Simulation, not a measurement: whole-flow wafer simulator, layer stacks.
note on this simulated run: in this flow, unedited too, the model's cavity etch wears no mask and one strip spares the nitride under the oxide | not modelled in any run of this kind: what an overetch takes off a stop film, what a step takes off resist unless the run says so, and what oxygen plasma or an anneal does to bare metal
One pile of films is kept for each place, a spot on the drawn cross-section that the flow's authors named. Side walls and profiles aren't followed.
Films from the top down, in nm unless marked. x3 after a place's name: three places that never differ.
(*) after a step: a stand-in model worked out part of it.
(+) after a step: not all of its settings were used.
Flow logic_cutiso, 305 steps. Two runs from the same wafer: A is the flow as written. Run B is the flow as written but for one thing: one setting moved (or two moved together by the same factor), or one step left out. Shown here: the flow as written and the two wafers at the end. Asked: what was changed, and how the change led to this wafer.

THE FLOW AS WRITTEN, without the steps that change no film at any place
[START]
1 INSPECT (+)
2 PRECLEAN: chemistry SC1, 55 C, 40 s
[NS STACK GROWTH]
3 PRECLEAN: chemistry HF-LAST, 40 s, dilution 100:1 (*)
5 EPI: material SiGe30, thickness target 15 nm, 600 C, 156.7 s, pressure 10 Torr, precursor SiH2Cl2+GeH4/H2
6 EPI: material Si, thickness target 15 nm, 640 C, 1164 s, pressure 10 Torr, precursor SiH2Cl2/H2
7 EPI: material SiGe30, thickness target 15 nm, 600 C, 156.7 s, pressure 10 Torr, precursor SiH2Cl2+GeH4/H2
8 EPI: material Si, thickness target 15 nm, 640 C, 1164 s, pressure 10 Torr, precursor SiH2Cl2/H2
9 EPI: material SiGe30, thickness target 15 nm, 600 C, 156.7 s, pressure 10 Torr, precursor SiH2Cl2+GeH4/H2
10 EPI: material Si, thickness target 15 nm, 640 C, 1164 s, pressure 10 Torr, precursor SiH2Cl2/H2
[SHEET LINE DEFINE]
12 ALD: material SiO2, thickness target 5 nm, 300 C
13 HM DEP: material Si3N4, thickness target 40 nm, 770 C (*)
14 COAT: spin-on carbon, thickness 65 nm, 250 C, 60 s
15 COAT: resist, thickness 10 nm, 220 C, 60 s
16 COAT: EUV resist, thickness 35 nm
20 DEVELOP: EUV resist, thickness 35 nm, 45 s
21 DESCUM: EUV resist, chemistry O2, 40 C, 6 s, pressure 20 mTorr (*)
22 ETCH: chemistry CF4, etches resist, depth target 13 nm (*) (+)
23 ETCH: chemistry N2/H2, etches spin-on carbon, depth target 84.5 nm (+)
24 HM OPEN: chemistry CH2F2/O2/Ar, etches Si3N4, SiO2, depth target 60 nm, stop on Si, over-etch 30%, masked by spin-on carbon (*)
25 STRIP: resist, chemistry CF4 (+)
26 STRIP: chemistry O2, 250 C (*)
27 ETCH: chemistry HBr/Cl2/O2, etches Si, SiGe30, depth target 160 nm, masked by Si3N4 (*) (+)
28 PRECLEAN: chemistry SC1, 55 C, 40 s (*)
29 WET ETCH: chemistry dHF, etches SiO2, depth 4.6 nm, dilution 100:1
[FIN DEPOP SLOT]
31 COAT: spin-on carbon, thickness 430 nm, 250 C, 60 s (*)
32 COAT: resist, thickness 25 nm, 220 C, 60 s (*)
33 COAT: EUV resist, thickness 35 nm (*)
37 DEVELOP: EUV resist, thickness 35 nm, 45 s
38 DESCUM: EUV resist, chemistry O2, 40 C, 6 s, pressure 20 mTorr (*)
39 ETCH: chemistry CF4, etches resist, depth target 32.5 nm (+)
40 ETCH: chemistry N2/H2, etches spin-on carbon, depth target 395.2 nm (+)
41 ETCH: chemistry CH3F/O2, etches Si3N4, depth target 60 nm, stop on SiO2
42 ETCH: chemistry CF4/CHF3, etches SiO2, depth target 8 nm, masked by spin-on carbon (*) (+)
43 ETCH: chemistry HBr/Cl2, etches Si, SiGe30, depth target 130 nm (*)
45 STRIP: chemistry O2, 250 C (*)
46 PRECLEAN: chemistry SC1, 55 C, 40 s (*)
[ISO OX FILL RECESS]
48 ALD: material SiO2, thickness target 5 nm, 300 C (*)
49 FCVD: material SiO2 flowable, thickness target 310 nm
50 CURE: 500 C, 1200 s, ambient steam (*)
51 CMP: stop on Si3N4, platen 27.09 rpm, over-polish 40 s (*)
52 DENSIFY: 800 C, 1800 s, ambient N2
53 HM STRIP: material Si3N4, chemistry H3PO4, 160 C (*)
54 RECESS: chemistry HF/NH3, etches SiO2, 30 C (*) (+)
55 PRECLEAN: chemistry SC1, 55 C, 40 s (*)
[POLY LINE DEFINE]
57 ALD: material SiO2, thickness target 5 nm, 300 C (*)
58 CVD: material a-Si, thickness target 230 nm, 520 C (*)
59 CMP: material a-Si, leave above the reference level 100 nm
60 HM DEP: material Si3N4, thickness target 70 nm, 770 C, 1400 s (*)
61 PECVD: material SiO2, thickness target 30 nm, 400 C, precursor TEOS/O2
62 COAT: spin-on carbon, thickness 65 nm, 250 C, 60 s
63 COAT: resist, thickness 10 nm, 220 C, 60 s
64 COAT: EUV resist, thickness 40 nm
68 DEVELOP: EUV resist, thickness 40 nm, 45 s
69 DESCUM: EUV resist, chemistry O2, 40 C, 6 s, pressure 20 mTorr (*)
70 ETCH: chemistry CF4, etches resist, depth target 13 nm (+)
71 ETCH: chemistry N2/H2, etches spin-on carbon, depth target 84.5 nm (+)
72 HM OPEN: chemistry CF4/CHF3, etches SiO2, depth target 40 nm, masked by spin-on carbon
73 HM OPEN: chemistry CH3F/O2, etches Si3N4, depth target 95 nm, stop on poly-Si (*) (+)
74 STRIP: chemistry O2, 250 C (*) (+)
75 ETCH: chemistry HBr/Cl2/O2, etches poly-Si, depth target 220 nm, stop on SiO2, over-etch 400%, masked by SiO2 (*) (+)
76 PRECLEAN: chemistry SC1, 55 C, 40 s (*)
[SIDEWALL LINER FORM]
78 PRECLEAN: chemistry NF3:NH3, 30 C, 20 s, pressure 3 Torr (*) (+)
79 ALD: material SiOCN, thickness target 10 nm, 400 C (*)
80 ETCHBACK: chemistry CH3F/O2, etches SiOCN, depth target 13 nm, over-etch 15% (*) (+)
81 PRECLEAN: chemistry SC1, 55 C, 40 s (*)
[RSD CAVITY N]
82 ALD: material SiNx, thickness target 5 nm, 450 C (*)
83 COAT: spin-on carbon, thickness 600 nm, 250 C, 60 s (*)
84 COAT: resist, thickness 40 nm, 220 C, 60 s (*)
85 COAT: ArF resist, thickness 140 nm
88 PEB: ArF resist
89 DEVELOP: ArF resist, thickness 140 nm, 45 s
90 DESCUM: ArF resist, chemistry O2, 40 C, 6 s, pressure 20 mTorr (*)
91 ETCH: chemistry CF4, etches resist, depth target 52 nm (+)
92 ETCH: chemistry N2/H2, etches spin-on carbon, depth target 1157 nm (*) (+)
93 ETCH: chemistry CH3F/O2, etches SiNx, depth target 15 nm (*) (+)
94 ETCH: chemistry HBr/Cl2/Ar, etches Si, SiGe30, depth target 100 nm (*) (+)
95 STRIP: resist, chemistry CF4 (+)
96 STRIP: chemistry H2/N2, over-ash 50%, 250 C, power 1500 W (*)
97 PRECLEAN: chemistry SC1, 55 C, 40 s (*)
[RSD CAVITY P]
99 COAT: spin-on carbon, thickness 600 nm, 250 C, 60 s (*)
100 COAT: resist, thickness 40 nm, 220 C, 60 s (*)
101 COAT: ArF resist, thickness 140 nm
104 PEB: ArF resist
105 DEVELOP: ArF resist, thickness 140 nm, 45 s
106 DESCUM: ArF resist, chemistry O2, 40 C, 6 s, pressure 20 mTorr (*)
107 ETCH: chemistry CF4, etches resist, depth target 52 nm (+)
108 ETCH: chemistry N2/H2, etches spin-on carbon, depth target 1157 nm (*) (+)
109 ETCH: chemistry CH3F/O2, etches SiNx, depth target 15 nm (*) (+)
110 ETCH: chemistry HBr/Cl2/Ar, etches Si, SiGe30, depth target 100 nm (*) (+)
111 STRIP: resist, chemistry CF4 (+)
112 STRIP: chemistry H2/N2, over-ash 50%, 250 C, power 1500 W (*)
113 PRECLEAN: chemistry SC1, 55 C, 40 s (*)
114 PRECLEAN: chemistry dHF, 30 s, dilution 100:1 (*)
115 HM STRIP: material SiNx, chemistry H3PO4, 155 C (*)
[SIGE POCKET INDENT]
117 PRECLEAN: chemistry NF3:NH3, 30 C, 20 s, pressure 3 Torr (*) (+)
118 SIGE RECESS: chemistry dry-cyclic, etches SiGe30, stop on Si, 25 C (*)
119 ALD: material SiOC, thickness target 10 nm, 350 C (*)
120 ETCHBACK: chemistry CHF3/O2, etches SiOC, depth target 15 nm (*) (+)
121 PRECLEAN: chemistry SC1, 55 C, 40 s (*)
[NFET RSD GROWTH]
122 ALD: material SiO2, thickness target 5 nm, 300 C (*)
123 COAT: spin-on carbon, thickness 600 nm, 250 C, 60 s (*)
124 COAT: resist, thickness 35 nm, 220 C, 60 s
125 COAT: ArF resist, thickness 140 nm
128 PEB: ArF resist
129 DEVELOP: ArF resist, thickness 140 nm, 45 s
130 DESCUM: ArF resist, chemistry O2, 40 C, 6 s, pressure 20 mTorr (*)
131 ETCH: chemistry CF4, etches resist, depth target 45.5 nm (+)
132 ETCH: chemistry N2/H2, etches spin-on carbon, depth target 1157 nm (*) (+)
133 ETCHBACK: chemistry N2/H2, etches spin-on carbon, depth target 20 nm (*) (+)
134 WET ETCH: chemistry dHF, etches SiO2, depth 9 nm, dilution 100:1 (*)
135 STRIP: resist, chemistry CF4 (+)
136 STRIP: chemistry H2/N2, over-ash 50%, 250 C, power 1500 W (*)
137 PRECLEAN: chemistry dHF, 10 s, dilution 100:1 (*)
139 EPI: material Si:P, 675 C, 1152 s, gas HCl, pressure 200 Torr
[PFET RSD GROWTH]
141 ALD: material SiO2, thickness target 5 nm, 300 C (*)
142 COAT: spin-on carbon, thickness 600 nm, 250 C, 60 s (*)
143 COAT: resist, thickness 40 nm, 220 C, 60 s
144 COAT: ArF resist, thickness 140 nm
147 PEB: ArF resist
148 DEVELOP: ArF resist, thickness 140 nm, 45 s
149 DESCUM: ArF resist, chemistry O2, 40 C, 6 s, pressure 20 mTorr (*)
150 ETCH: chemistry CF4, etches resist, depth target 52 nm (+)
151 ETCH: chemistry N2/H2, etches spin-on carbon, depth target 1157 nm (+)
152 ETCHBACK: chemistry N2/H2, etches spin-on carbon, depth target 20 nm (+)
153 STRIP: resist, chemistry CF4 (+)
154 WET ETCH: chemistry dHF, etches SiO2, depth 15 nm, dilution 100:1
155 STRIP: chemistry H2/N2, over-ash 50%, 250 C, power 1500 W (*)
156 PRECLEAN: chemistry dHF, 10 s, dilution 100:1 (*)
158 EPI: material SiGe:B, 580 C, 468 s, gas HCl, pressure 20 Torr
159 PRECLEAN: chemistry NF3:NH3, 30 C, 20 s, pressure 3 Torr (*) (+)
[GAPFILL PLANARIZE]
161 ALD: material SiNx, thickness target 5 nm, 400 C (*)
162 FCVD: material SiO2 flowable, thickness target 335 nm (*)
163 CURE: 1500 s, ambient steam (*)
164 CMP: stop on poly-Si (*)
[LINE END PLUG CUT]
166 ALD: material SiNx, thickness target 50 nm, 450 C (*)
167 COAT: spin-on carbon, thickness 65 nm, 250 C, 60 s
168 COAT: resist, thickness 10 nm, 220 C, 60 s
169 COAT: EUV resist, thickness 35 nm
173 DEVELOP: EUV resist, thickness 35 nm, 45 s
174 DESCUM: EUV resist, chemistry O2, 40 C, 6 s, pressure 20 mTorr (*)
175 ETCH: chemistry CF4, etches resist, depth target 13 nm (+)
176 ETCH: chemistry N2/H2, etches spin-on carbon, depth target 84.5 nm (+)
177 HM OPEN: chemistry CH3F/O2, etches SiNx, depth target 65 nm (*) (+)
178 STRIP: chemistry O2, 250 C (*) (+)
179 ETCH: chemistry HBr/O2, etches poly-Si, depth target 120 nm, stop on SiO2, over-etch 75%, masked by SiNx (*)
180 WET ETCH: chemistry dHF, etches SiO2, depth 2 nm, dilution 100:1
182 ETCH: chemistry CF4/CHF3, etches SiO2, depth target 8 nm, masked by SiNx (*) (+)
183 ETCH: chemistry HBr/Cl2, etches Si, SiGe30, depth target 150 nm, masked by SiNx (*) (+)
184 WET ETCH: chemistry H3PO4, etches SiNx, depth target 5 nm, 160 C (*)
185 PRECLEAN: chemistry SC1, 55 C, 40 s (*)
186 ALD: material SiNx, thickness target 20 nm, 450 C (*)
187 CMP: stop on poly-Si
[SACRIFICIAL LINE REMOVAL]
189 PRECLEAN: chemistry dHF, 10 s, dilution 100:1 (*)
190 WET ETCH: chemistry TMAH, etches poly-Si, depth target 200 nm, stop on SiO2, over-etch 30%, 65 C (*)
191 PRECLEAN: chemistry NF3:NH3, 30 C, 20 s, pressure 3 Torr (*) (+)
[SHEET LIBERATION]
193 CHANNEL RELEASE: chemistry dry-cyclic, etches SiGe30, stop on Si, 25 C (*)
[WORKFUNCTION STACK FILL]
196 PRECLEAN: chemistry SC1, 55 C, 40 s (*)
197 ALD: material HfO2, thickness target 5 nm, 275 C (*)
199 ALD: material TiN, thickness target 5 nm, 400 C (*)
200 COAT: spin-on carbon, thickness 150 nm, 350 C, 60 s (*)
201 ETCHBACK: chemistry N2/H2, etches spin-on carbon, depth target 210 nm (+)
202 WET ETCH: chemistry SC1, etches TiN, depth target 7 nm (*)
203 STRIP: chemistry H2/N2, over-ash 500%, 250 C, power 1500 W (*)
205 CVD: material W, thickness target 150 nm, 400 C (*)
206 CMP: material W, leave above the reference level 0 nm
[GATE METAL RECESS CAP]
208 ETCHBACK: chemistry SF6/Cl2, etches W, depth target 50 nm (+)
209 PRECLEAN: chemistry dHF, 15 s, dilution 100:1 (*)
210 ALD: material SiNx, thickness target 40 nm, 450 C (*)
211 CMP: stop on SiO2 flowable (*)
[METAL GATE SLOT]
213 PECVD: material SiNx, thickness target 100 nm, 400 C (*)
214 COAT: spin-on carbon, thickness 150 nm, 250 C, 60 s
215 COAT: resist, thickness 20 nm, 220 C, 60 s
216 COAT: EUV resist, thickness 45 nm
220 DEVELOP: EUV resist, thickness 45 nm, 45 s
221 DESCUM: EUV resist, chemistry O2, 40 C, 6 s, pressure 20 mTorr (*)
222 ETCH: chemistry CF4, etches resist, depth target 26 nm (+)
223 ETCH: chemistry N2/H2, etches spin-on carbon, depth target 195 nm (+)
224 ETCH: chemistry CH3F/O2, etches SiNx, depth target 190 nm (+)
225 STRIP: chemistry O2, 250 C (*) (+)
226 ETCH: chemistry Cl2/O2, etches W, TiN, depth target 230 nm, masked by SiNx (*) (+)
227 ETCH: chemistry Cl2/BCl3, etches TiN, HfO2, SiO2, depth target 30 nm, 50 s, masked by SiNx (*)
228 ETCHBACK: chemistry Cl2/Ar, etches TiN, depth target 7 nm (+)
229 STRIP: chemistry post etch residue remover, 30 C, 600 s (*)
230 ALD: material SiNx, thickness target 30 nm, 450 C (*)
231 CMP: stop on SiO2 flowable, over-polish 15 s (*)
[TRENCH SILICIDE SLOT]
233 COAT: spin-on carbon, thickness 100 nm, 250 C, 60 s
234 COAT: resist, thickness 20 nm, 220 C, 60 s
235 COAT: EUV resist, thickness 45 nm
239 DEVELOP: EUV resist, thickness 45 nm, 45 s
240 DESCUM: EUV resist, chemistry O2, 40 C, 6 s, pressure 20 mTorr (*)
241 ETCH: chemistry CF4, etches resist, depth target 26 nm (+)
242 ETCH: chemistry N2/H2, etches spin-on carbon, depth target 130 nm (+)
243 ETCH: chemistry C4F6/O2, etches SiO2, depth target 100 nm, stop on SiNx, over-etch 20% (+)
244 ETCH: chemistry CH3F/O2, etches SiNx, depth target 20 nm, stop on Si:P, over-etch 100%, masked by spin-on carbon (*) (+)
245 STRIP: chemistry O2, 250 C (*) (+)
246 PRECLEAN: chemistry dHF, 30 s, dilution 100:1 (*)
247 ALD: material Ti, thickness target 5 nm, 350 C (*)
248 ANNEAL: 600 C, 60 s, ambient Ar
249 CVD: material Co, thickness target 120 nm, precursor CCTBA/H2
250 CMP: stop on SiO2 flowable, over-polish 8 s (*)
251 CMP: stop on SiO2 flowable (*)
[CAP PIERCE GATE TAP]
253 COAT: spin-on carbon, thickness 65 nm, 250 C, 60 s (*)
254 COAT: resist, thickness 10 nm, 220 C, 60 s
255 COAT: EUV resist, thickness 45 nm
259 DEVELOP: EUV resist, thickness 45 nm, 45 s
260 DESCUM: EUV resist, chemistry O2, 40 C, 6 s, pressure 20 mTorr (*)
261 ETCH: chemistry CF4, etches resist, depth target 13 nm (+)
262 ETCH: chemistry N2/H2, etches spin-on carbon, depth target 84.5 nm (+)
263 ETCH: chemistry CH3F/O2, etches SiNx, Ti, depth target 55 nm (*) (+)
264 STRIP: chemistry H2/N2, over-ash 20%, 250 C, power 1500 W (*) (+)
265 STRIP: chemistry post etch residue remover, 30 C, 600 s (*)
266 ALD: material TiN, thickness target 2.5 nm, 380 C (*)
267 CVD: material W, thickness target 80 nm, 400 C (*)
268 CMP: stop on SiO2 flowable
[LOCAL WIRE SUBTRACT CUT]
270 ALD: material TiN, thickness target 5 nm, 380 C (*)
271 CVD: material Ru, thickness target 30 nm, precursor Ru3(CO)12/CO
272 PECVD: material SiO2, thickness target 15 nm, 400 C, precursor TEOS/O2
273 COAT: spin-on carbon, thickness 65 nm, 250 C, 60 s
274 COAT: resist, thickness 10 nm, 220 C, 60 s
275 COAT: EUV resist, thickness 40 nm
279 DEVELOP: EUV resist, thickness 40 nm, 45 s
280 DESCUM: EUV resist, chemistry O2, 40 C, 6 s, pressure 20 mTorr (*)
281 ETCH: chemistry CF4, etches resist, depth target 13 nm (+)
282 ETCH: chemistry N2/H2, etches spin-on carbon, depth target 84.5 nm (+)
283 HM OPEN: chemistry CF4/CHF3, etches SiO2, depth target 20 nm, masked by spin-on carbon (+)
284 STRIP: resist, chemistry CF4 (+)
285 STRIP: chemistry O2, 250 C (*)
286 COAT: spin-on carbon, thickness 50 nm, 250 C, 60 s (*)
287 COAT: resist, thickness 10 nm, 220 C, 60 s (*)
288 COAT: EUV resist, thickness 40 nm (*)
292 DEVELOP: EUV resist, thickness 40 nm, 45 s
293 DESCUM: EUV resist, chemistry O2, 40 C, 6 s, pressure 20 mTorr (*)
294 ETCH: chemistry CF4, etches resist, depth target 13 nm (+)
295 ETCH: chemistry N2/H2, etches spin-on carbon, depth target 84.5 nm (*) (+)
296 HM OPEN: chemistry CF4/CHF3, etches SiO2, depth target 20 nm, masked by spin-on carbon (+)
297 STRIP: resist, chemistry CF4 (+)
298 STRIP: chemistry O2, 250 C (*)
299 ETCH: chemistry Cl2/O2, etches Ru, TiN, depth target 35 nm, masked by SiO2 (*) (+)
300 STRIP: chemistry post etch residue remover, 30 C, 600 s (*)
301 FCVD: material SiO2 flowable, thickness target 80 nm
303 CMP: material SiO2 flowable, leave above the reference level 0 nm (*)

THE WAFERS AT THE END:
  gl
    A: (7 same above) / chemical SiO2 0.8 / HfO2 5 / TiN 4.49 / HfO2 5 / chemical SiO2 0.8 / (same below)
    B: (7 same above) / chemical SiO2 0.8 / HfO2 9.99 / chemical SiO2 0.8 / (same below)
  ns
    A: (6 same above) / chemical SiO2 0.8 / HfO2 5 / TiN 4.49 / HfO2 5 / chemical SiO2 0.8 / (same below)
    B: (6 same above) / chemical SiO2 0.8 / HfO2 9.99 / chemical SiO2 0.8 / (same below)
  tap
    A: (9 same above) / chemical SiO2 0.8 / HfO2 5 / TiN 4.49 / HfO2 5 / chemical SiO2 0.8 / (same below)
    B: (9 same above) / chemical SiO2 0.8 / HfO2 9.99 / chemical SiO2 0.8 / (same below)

The cause: step 9, EPI: 109.7 s was run, where the flow has 156.7 s.

How the change led to this, step by step:
  9 EPI: material SiGe30, thickness target 15 nm, 600 C, 156.7 s, pressure 10 Torr, precursor SiH2Cl2+GeH4/H2
      depop, dpovl, gfld and 19 more: A SiGe30 +15 (new film) | B SiGe30 +10.5 (new film)
  27 ETCH: chemistry HBr/Cl2/O2, etches Si, SiGe30, depth target 160 nm, masked by Si3N4 (*) (+)
      gfld, gxf, iso, lnri: A chemical SiO2 -0.79 (all of it), Si -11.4 (all of it), SiGe30 -15 (all of it), Si -15 (all of it), SiGe30 -15 (all of it), Si -15 (all of it), SiGe30 -15 (all of it), Si -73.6 | B chemical SiO2 -0.79 (all of it), Si -11.4 (all of it), SiGe30 -10.5 (all of it), Si -15 (all of it), SiGe30 -15 (all of it), Si -15 (all of it), SiGe30 -15 (all of it), Si -78.1
      dpovl, nsgap: A chemical SiO2 -0.79 (all of it), Si -11.8 (all of it), SiGe30 -15 (all of it), Si -15 (all of it), SiGe30 -15 (all of it), Si -15 (all of it), SiGe30 -15 (all of it), Si -73.2 | B chemical SiO2 -0.79 (all of it), Si -11.8 (all of it), SiGe30 -10.5 (all of it), Si -15 (all of it), SiGe30 -15 (all of it), Si -15 (all of it), SiGe30 -15 (all of it), Si -77.7
      (and at 1 more place)
  43 ETCH: chemistry HBr/Cl2, etches Si, SiGe30, depth target 130 nm (*)
      depop: A Si -14 (all of it), SiGe30 -15 (all of it), Si -15 (all of it), SiGe30 -15 (all of it), Si -15 (all of it), SiGe30 -15 (all of it), Si -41 | B Si -14 (all of it), SiGe30 -10.5 (all of it), Si -15 (all of it), SiGe30 -15 (all of it), Si -15 (all of it), SiGe30 -15 (all of it), Si -45.5
  94 ETCH: chemistry HBr/Cl2/Ar, etches Si, SiGe30, depth target 100 nm (*) (+)
      rsdn, rsdx: A chemical SiO2 -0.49 (all of it), Si -12.8 (all of it), SiGe30 -15 (all of it), Si -15 (all of it), SiGe30 -15 (all of it), Si -15 (all of it), SiGe30 -15 (all of it), Si -12.2 | B chemical SiO2 -0.49 (all of it), Si -12.8 (all of it), SiGe30 -10.5 (all of it), Si -15 (all of it), SiGe30 -15 (all of it), Si -15 (all of it), SiGe30 -15 (all of it), Si -16.7
  110 ETCH: chemistry HBr/Cl2/Ar, etches Si, SiGe30, depth target 100 nm (*) (+)
      rsdp, rsdw: A chemical SiO2 -0.49 (all of it), Si -12.8 (all of it), SiGe30 -15 (all of it), Si -15 (all of it), SiGe30 -15 (all of it), Si -15 (all of it), SiGe30 -15 (all of it), Si -12.2 | B chemical SiO2 -0.49 (all of it), Si -12.8 (all of it), SiGe30 -10.5 (all of it), Si -15 (all of it), SiGe30 -15 (all of it), Si -15 (all of it), SiGe30 -15 (all of it), Si -16.7
  118 SIGE RECESS: chemistry dry-cyclic, etches SiGe30, stop on Si, 25 C (*)
      lnr, lnrp, lnrt: A SiOCN -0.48, Si -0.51, cavity +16 (new film), SiGe30 -15 (all of it), Si -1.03, cavity +16 (new film), SiGe30 -15 (all of it), Si -1.03, cavity +16 (new film), SiGe30 -15 (all of it), Si -0.51 | B SiOCN -0.48, Si -0.51, cavity +11.5 (new film), SiGe30 -10.5 (all of it), Si -1.03, cavity +16 (new film), SiGe30 -15 (all of it), Si -1.03, cavity +16 (new film), SiGe30 -15 (all of it), Si -0.51
  119 ALD: material SiOC, thickness target 10 nm, 350 C (*)
      lnr, lnrp, lnrt: A SiOC +10 (new film), SiOC +16 (new film), cavity -16 (all of it), SiOC +16 (new film), cavity -16 (all of it), SiOC +16 (new film), cavity -16 (all of it) | B SiOC +10 (new film), SiOC +11.5 (new film), cavity -11.5 (all of it), SiOC +16 (new film), cavity -16 (all of it), SiOC +16 (new film), cavity -16 (all of it)
  183 ETCH: chemistry HBr/Cl2, etches Si, SiGe30, depth target 150 nm, masked by SiNx (*) (+)
      plug: A Si -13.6 (all of it), SiGe30 -15 (all of it), Si -15 (all of it), SiGe30 -15 (all of it), Si -15 (all of it), SiGe30 -15 (all of it), Si -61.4 | B Si -13.6 (all of it), SiGe30 -10.5 (all of it), Si -15 (all of it), SiGe30 -15 (all of it), Si -15 (all of it), SiGe30 -15 (all of it), Si -65.9
  193 CHANNEL RELEASE: chemistry dry-cyclic, etches SiGe30, stop on Si, 25 C (*)
      gl, glp, gxn, gxp, ns, tap: A chemical SiO2 +0.8 (new film), Si -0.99, chemical SiO2 +0.8 (new film), cavity +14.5 (new film), chemical SiO2 +0.8 (new film), SiGe30 -15 (all of it), Si -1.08, chemical SiO2 +0.8 (new film), cavity +14.5 (new film), chemical SiO2 +0.8 (new film), SiGe30 -15 (all of it), Si -1.08, chemical SiO2 +0.8 (new film), cavity +14.5 (new film), chemical SiO2 +0.8 (new film), SiGe30 -15 (all of it), Si -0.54 | B chemical SiO2 +0.8 (new film), Si -0.99, chemical SiO2 +0.8 (new film), cavity +9.99 (new film), chemical SiO2 +0.8 (new film), SiGe30 -10.5 (all of it), Si -1.08, chemical SiO2 +0.8 (new film), cavity +14.5 (new film), chemical SiO2 +0.8 (new film), SiGe30 -15 (all of it), Si -1.08, chemical SiO2 +0.8 (new film), cavity +14.5 (new film), chemical SiO2 +0.8 (new film), SiGe30 -15 (all of it), Si -0.54
  197 ALD: material HfO2, thickness target 5 nm, 275 C (*)
      gl, glp, gxn, gxp, ns, tap: A HfO2 +5 (new film), HfO2 +5 (new film), cavity -10, HfO2 +5 (new film), HfO2 +5 (new film), cavity -10, HfO2 +5 (new film), HfO2 +5 (new film), cavity -10, HfO2 +5 (new film) | B HfO2 +5 (new film), HfO2 +9.99 (new film), cavity -9.99 (all of it), HfO2 +5 (new film), cavity -10, HfO2 +5 (new film), HfO2 +5 (new film), cavity -10, HfO2 +5 (new film)
  199 ALD: material TiN, thickness target 5 nm, 400 C (*)
      gl, glp, tap: A TiN +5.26 (new film), TiN +4.49 (new film), cavity -4.49 (all of it), TiN +4.49 (new film), cavity -4.49 (all of it), TiN +4.49 (new film), cavity -4.49 (all of it) | B TiN +5.26 (new film), TiN +4.49 (new film), cavity -4.49 (all of it), TiN +4.49 (new film), cavity -4.49 (all of it)
      gxn, gxp, ns: A TiN +5 (new film), TiN +4.49 (new film), cavity -4.49 (all of it), TiN +4.49 (new film), cavity -4.49 (all of it), TiN +4.49 (new film), cavity -4.49 (all of it) | B TiN +5 (new film), TiN +4.49 (new film), cavity -4.49 (all of it), TiN +4.49 (new film), cavity -4.49 (all of it)
Counting metal films that touch as one body, gl has 3 bodies (between them, from the top down: HfO2 5 / chemical SiO2 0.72 / Si 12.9 / chemical SiO2 0.8 / HfO2 9.99 / chemical SiO2 0.8 / Si 13.9 / chemical SiO2 0.8 / HfO2 5; HfO2 5 / chemical SiO2 0.8 / Si 13.9 / chemical SiO2 0.8 / HfO2 5); the flow as written gives 4 bodies (between them, from the top down: HfO2 5 / chemical SiO2 0.72 / Si 12.9 / chemical SiO2 0.8 / HfO2 5; HfO2 5 / chemical SiO2 0.8 / Si 13.9 / chemical SiO2 0.8 / HfO2 5; HfO2 5 / chemical SiO2 0.8 / Si 13.9 / chemical SiO2 0.8 / HfO2 5).
Counting metal films that touch as one body, ns has 3 bodies (between them, from the top down: HfO2 5 / chemical SiO2 0.72 / Si 12.9 / chemical SiO2 0.8 / HfO2 9.99 / chemical SiO2 0.8 / Si 13.9 / chemical SiO2 0.8 / HfO2 5; HfO2 5 / chemical SiO2 0.8 / Si 13.9 / chemical SiO2 0.8 / HfO2 5); the flow as written gives 4 bodies (between them, from the top down: HfO2 5 / chemical SiO2 0.72 / Si 12.9 / chemical SiO2 0.8 / HfO2 5; HfO2 5 / chemical SiO2 0.8 / Si 13.9 / chemical SiO2 0.8 / HfO2 5; HfO2 5 / chemical SiO2 0.8 / Si 13.9 / chemical SiO2 0.8 / HfO2 5).
Counting metal films that touch as one body, tap has 3 bodies (between them, from the top down: HfO2 5 / chemical SiO2 0.72 / Si 12.9 / chemical SiO2 0.8 / HfO2 9.99 / chemical SiO2 0.8 / Si 13.9 / chemical SiO2 0.8 / HfO2 5; HfO2 5 / chemical SiO2 0.8 / Si 13.9 / chemical SiO2 0.8 / HfO2 5); the flow as written gives 4 bodies (between them, from the top down: HfO2 5 / chemical SiO2 0.72 / Si 12.9 / chemical SiO2 0.8 / HfO2 5; HfO2 5 / chemical SiO2 0.8 / Si 13.9 / chemical SiO2 0.8 / HfO2 5; HfO2 5 / chemical SiO2 0.8 / Si 13.9 / chemical SiO2 0.8 / HfO2 5).
